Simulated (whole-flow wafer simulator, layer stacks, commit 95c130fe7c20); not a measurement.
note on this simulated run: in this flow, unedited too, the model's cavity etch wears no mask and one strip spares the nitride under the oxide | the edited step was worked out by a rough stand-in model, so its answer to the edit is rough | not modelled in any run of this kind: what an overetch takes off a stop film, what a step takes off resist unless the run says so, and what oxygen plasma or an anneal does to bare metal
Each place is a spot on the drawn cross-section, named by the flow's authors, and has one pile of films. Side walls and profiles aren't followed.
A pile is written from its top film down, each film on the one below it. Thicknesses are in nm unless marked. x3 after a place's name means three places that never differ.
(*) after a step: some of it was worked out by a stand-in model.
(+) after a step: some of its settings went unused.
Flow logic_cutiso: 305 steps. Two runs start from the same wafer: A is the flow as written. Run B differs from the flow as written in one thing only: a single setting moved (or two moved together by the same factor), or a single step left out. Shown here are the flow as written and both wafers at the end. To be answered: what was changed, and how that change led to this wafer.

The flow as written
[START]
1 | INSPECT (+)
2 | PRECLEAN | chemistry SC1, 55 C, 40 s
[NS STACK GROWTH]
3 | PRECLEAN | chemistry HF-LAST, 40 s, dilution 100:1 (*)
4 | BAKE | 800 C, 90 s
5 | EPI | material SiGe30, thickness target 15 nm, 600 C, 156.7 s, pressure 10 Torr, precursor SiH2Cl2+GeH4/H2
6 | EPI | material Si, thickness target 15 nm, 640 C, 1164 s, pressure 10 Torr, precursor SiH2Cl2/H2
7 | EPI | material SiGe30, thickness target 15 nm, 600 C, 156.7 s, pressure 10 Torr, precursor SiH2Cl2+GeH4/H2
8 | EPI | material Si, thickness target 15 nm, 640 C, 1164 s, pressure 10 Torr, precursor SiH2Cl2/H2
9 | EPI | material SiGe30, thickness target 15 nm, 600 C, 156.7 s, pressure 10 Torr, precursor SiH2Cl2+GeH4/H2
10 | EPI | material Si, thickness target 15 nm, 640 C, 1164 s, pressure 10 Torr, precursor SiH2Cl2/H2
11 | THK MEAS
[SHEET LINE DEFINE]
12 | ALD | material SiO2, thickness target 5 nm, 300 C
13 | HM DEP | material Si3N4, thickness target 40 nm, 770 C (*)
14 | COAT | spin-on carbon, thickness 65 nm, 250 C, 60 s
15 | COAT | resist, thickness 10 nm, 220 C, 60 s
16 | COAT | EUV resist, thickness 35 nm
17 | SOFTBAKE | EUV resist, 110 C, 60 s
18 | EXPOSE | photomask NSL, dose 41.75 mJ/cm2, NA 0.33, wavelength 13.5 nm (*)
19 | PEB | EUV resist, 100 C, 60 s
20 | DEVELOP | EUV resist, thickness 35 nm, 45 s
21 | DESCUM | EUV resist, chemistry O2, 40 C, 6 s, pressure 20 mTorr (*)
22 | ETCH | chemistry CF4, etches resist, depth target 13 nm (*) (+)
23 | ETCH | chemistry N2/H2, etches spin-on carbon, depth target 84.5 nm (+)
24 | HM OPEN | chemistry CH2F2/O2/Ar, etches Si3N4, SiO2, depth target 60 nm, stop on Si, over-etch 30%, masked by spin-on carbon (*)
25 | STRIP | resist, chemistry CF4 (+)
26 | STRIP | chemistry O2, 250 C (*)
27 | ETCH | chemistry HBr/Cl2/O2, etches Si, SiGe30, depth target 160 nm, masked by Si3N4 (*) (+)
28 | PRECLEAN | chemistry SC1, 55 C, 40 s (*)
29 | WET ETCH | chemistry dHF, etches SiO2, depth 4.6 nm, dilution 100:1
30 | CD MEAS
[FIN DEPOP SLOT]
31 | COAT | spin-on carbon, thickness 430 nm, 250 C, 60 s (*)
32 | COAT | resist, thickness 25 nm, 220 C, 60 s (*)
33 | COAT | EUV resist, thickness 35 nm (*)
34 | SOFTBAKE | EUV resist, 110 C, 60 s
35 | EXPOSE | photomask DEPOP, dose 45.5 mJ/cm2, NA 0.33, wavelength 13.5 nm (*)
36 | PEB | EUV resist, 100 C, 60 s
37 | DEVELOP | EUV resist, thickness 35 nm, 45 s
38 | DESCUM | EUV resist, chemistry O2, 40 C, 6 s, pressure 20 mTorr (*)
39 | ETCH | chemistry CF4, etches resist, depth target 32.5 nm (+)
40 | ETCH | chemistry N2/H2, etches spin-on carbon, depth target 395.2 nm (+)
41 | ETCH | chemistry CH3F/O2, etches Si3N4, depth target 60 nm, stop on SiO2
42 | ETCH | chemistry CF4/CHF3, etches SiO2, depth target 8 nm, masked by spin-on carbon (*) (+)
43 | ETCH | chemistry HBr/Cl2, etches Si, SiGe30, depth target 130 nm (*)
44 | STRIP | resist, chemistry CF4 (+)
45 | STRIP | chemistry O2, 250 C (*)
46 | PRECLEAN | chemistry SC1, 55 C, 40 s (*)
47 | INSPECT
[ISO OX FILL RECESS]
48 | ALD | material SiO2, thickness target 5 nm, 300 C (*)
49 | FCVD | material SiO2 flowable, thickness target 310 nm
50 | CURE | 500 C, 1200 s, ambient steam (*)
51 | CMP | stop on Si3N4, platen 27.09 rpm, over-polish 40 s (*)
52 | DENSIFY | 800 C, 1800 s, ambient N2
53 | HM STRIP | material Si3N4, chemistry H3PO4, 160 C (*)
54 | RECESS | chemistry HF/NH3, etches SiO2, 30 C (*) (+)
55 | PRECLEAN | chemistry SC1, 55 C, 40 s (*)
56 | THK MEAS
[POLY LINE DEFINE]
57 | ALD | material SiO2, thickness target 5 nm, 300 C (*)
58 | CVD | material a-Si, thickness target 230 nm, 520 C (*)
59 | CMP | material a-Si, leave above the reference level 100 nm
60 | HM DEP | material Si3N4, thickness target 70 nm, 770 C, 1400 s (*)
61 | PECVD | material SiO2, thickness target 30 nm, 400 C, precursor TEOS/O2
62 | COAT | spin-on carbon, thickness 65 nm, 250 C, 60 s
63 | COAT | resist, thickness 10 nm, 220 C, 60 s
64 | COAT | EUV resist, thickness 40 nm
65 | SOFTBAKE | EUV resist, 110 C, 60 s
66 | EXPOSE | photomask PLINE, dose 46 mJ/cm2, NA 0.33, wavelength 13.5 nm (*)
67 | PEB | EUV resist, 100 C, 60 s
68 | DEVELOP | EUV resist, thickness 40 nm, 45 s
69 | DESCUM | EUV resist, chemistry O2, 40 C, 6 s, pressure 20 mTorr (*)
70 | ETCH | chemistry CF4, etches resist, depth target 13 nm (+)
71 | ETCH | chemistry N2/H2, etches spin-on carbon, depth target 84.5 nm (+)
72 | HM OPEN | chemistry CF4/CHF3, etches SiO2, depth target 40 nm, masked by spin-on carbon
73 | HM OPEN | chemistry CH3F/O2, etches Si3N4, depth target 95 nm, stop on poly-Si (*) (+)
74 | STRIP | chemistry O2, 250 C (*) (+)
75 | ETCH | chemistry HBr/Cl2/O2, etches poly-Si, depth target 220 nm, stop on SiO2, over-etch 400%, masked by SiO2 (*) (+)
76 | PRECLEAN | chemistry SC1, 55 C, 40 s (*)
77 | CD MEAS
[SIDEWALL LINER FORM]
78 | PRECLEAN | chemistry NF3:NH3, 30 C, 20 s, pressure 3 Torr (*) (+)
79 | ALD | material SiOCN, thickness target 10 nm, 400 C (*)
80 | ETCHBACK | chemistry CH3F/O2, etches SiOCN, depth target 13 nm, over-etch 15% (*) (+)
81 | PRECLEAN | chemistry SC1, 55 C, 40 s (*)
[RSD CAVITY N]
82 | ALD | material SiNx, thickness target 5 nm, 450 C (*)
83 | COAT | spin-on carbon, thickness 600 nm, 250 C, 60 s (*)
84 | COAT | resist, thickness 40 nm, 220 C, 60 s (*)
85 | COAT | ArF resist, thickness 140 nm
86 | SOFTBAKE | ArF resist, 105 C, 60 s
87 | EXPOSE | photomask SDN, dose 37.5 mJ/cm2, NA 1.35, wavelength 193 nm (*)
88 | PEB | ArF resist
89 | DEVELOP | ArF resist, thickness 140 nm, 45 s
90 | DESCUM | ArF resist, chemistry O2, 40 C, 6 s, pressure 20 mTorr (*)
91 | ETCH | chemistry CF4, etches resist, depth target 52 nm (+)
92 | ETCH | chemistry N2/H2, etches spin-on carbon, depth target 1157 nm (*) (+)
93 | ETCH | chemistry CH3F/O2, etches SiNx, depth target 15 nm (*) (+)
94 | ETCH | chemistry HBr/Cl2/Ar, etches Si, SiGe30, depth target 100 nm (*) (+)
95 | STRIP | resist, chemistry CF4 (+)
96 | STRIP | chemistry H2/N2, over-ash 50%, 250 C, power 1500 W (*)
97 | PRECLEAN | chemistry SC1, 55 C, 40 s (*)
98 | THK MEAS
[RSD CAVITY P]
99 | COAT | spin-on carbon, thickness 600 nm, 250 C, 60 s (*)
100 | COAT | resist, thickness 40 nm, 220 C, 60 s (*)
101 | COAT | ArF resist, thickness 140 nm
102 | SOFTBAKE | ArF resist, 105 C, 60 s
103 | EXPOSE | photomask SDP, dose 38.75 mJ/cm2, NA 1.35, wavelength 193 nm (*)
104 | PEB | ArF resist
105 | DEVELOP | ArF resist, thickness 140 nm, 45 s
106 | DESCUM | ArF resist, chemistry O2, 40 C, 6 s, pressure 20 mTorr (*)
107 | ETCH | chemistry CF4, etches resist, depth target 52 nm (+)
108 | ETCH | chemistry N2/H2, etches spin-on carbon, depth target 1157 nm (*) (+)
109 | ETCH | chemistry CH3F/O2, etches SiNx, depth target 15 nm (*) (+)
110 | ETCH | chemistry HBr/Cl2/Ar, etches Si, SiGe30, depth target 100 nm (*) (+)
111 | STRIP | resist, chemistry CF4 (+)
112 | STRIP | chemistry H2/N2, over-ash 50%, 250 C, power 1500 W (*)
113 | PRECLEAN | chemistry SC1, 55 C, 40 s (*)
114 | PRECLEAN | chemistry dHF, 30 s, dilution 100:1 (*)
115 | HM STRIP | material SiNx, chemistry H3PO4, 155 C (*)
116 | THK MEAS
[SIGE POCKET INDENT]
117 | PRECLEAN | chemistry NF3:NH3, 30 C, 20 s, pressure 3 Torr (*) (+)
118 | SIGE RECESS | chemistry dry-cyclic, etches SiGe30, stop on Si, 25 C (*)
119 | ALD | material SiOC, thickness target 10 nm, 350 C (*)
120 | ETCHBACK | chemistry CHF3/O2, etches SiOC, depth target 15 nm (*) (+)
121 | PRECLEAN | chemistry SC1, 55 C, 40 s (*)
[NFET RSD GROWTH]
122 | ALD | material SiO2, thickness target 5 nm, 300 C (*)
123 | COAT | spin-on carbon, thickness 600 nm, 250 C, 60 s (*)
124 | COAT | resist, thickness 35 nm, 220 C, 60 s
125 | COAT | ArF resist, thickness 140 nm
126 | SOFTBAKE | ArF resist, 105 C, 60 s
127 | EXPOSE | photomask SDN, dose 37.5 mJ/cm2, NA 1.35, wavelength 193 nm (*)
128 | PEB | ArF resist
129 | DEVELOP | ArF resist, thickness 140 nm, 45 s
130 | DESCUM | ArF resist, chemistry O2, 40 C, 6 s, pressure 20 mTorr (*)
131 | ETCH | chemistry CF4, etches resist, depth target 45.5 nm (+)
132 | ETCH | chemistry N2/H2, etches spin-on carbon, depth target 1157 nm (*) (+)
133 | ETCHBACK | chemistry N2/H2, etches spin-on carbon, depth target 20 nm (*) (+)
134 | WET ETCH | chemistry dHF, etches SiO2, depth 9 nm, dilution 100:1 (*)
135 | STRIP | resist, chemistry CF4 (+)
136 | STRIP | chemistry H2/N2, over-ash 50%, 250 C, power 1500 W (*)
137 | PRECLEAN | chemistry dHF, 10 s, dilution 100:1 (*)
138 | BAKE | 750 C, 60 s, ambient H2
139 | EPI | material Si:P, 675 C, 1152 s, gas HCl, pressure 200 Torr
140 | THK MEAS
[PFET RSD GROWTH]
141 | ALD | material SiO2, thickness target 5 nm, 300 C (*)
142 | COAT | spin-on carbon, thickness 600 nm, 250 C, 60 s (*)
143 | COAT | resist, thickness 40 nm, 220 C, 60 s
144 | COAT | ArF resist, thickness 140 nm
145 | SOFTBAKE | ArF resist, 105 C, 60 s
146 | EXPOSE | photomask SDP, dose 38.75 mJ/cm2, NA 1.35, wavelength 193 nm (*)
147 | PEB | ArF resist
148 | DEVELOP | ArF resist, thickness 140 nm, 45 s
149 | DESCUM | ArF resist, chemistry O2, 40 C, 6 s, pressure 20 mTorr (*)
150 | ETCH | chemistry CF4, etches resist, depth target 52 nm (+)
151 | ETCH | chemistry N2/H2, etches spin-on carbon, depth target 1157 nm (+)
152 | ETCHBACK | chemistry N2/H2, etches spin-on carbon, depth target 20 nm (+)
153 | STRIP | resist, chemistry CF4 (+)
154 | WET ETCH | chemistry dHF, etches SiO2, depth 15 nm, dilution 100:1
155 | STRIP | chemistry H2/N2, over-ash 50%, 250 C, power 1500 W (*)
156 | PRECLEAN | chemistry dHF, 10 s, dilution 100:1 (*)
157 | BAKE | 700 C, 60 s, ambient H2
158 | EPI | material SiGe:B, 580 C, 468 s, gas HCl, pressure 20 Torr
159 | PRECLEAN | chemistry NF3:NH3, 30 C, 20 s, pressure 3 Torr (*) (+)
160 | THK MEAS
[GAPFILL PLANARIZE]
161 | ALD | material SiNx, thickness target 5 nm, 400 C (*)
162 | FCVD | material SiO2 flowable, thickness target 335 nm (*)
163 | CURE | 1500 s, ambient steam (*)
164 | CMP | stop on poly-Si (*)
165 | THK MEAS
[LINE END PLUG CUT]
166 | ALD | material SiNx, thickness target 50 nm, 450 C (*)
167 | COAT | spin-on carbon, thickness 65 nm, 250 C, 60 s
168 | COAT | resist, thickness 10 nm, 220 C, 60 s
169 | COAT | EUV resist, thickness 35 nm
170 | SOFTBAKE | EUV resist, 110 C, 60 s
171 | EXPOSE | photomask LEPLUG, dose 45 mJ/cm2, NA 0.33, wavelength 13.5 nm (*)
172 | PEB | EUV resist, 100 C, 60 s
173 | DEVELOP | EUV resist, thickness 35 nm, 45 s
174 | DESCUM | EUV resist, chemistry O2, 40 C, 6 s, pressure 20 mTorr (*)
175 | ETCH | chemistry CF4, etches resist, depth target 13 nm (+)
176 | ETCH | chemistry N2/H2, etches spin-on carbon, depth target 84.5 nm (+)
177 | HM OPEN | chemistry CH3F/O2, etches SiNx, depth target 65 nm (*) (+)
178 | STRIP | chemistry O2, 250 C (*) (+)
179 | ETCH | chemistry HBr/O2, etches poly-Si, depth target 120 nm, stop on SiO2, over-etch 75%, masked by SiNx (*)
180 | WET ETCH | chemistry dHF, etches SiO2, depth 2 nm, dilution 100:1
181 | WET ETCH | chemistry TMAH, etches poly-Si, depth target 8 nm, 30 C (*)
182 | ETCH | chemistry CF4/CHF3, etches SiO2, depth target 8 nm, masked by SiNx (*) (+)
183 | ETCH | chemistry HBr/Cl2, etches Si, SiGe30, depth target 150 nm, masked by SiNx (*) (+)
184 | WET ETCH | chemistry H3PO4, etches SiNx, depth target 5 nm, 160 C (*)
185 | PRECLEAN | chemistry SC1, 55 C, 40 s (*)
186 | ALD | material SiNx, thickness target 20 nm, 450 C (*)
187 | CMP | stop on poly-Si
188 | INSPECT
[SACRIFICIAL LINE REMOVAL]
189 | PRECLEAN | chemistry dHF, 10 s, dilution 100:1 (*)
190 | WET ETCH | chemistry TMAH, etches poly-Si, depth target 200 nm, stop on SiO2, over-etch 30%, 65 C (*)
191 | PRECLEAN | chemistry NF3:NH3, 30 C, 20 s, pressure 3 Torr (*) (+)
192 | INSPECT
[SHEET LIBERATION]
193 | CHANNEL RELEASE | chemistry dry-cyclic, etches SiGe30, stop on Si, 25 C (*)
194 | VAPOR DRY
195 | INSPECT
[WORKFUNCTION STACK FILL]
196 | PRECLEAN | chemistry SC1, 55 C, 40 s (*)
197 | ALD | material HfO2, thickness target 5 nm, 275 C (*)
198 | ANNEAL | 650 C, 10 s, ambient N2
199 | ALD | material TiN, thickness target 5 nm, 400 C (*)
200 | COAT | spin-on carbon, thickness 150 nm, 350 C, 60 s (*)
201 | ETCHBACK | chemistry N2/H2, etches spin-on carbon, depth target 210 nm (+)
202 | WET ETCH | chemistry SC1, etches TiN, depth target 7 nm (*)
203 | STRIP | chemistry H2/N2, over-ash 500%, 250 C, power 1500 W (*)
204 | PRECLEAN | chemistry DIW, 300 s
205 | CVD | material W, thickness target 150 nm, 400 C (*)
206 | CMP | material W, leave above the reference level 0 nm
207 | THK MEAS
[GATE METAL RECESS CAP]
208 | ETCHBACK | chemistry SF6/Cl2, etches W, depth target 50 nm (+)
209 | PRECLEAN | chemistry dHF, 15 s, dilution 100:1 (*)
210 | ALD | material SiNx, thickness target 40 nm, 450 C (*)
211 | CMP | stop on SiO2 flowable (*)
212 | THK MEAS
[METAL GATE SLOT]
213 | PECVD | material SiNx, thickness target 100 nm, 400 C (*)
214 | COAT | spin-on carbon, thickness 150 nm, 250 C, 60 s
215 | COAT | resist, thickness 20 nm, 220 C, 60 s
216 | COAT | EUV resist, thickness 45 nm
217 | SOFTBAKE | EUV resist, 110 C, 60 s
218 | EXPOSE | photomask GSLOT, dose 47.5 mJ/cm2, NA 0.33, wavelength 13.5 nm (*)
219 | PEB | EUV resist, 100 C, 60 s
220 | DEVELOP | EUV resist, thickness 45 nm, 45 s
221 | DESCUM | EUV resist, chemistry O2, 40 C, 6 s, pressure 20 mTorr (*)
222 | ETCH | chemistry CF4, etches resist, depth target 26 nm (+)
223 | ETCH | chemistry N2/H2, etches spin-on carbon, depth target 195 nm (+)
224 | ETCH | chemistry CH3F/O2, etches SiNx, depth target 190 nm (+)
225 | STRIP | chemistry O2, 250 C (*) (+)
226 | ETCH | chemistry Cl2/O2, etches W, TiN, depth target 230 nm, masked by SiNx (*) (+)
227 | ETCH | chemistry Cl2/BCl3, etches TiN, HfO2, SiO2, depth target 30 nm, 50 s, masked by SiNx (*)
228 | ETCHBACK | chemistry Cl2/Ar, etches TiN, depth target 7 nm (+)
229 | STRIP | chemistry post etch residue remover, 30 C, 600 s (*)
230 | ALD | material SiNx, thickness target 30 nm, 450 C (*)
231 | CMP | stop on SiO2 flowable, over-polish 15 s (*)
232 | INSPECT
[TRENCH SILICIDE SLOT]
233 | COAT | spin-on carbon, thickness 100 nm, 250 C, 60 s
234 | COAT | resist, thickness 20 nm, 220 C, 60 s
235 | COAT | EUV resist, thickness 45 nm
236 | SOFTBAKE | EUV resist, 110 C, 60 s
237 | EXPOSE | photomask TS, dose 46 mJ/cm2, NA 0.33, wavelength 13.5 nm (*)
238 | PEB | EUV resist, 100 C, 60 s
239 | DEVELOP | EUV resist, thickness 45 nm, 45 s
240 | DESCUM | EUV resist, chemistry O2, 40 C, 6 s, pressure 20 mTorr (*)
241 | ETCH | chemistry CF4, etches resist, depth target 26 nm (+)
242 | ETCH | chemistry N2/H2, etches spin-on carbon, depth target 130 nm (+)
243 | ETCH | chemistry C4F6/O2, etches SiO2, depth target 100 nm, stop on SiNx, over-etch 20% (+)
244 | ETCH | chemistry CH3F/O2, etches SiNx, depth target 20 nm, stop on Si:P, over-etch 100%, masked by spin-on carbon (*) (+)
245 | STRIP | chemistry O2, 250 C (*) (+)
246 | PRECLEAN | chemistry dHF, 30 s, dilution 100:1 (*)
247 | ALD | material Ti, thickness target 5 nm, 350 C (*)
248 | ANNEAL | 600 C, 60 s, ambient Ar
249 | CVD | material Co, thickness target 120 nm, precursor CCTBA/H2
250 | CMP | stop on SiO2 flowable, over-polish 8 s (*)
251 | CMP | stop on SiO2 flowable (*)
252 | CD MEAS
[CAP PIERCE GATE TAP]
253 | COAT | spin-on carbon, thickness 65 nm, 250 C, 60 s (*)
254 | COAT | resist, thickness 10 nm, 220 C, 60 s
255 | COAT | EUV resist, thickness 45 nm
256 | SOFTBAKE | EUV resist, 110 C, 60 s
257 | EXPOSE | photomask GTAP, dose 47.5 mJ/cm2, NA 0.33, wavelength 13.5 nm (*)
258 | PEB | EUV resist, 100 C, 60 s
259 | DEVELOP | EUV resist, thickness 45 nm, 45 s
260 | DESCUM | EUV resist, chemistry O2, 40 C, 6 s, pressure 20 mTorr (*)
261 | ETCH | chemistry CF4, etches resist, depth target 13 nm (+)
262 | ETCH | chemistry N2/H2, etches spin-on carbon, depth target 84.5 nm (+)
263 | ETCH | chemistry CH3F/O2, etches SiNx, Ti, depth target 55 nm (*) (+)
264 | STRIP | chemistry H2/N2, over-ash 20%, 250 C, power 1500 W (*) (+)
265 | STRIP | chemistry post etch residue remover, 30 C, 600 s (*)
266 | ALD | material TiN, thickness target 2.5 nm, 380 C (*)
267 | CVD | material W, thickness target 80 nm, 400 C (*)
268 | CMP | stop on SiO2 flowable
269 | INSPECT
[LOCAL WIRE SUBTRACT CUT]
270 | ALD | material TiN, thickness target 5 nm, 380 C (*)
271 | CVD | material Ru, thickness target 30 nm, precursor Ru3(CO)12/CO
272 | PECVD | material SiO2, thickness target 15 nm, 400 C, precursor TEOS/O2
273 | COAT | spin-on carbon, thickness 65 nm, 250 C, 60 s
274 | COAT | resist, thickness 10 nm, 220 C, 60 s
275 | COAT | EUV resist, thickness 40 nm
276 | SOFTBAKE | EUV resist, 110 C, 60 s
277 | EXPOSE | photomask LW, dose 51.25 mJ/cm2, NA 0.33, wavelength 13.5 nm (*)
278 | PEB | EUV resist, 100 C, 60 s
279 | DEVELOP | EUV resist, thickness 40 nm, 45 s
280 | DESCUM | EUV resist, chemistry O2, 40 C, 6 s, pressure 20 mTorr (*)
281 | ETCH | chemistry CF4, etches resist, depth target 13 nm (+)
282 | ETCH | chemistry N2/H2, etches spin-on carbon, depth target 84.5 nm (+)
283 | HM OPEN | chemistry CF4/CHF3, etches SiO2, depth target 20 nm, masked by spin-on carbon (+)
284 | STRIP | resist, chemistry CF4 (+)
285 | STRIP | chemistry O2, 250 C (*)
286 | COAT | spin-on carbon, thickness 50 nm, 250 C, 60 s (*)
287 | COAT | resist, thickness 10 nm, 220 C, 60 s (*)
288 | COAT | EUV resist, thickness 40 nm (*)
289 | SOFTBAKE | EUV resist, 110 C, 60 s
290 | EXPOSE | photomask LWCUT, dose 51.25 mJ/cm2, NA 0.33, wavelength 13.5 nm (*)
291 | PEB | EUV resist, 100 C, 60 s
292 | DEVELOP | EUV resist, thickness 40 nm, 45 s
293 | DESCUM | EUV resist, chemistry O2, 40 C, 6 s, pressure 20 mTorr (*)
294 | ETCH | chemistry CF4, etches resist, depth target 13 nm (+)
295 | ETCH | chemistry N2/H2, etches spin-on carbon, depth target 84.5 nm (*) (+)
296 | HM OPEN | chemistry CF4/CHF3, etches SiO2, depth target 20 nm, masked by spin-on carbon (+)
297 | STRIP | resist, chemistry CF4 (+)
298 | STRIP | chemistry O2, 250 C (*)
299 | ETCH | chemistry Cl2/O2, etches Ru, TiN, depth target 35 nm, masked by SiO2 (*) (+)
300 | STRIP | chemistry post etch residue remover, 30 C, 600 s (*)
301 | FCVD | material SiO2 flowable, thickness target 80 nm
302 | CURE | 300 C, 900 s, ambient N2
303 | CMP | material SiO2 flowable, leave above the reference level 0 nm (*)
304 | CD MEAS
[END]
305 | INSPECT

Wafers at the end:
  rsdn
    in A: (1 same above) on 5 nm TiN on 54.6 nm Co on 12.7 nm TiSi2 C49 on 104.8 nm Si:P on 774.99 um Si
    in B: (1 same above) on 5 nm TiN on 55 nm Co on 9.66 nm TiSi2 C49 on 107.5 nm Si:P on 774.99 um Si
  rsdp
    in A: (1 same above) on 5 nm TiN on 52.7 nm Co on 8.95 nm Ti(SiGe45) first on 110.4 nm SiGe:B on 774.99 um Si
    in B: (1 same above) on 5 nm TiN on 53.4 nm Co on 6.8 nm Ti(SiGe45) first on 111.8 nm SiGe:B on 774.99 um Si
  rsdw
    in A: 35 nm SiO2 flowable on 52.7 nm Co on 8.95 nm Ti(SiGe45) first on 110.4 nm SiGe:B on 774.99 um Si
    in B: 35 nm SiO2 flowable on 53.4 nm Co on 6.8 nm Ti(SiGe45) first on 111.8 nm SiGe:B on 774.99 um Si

Cause: step 247, ALD: thickness target 3.8 nm was run, though the flow has thickness target 5 nm.

Step by step, how the change led to this:
  247 | ALD | material Ti, thickness target 5 nm, 350 C (*)
      depop, dpovl, gfld and 19 more: A +5 Ti (new film) | B +3.8 Ti (new film)
  248 | ANNEAL | 600 C, 60 s, ambient Ar
      rsdp, rsdw: A +8.95 Ti(SiGe45) first (new film), -5 Ti (all of it), -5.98 SiGe:B | B +6.8 Ti(SiGe45) first (new film), -3.8 Ti (all of it), -4.55 SiGe:B
      rsdn: A +12.7 TiSi2 C49 (new film), -5 Ti (all of it), -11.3 Si:P | B +9.66 TiSi2 C49 (new film), -3.8 Ti (all of it), -8.63 Si:P
  250 | CMP | stop on SiO2 flowable, over-polish 8 s (*)
      rsdx: A -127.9 Co (all of it) | B -126.6 Co
      gl, glp, gxf, gxn, gxp, tap: A -120.3 Co (all of it), -5 Ti (all of it), -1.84 SiNx | B -120.3 Co (all of it), -3.8 Ti (all of it), -1.84 SiNx
      (and at 11 other places as well)
  251 | CMP | stop on SiO2 flowable (*)
      rsdx: A -5 Ti (all of it) | B -1.35 Co (all of it), -3.8 Ti (all of it)
      iso: A -1.22 Co (all of it), -4.34 Ti | B -2.42 Co (all of it), -3.14 Ti
